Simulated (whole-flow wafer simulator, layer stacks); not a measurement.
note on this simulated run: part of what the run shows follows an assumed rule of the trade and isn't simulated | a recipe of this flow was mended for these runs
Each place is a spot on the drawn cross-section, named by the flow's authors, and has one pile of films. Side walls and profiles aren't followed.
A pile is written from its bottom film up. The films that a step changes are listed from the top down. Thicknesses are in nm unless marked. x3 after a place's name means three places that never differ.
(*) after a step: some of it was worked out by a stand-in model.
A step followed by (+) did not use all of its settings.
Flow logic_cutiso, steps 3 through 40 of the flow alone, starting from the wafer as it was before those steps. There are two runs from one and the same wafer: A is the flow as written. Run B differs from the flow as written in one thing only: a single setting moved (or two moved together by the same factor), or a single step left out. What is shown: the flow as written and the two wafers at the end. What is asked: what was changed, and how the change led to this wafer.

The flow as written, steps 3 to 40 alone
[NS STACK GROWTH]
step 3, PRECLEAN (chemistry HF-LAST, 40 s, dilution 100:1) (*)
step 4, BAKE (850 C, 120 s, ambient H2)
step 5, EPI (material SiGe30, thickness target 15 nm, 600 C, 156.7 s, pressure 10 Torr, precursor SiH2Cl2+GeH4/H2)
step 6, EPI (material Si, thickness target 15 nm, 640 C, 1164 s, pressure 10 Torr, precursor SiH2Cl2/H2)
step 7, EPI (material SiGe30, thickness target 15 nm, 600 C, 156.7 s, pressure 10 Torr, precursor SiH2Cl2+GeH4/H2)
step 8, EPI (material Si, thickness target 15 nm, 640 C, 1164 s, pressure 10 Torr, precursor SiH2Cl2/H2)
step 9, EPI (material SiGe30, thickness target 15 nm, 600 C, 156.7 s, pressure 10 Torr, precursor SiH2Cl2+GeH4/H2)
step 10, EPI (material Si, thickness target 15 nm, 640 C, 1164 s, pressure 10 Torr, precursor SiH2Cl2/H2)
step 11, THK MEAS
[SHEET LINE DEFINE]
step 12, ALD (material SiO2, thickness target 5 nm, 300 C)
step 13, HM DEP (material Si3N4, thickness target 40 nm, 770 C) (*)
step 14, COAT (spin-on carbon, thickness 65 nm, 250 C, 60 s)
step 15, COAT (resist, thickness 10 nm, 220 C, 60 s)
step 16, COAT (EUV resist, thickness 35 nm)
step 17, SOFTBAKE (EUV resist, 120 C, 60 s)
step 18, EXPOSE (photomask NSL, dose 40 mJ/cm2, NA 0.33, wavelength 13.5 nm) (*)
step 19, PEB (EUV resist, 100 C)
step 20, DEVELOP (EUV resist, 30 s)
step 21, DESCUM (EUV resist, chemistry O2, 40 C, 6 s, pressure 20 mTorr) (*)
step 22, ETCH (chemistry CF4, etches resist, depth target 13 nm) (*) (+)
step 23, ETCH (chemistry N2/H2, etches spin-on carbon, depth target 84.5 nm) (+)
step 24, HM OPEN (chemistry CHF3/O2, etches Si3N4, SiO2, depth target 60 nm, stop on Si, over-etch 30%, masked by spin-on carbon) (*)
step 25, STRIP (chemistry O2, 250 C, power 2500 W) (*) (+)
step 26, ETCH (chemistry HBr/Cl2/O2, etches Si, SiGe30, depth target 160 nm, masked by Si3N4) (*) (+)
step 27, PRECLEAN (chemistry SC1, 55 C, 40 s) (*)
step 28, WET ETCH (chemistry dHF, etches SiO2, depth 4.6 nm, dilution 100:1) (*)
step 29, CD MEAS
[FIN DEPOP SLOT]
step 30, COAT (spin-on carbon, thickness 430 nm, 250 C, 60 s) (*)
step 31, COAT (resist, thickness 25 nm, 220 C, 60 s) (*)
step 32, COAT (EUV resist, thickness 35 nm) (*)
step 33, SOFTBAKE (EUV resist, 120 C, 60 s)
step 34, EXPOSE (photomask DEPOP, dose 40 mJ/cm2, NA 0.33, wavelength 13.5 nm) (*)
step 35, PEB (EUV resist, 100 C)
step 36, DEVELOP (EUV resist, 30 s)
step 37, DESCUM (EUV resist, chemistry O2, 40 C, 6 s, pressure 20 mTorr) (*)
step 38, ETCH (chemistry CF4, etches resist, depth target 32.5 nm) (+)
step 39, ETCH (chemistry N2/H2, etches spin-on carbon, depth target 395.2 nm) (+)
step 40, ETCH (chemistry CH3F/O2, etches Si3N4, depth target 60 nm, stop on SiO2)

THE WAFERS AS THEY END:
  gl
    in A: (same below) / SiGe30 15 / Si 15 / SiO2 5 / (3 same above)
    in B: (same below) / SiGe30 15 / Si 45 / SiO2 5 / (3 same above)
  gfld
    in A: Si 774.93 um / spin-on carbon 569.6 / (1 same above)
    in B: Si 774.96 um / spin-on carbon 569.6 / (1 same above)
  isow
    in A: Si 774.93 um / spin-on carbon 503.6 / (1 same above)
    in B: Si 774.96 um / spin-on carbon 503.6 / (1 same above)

Cause: step 10, EPI: thickness target 45 nm was run, while the flow as written has thickness target 15 nm; step 10, EPI: 3493 s was run, where the flow has 1164 s.
One can read it off the wafer: gl has Si 45, and step 10 as written asks for 15 nm.

Step by step, how the change led to this:
  step 10, EPI (material Si, thickness target 15 nm, 640 C, 1164 s, pressure 10 Torr, precursor SiH2Cl2/H2)
      depop, dpovl, gfld and 19 more: A +15 Si (new film) | B +45 Si (new film)
  step 26, ETCH (chemistry HBr/Cl2/O2, etches Si, SiGe30, depth target 160 nm, masked by Si3N4) (*) (+)
      dpovl, gfld, gxf, iso, isow, lnri, nsgap: A -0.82 chemical SiO2 (all of it), -12 Si (all of it), -15 SiGe30 (all of it), -15 Si (all of it), -15 SiGe30 (all of it), -15 Si (all of it), -15 SiGe30 (all of it), -73 Si | B -0.82 chemical SiO2 (all of it), -42 Si (all of it), -15 SiGe30 (all of it), -15 Si (all of it), -15 SiGe30 (all of it), -15 Si (all of it), -15 SiGe30 (all of it), -43 Si
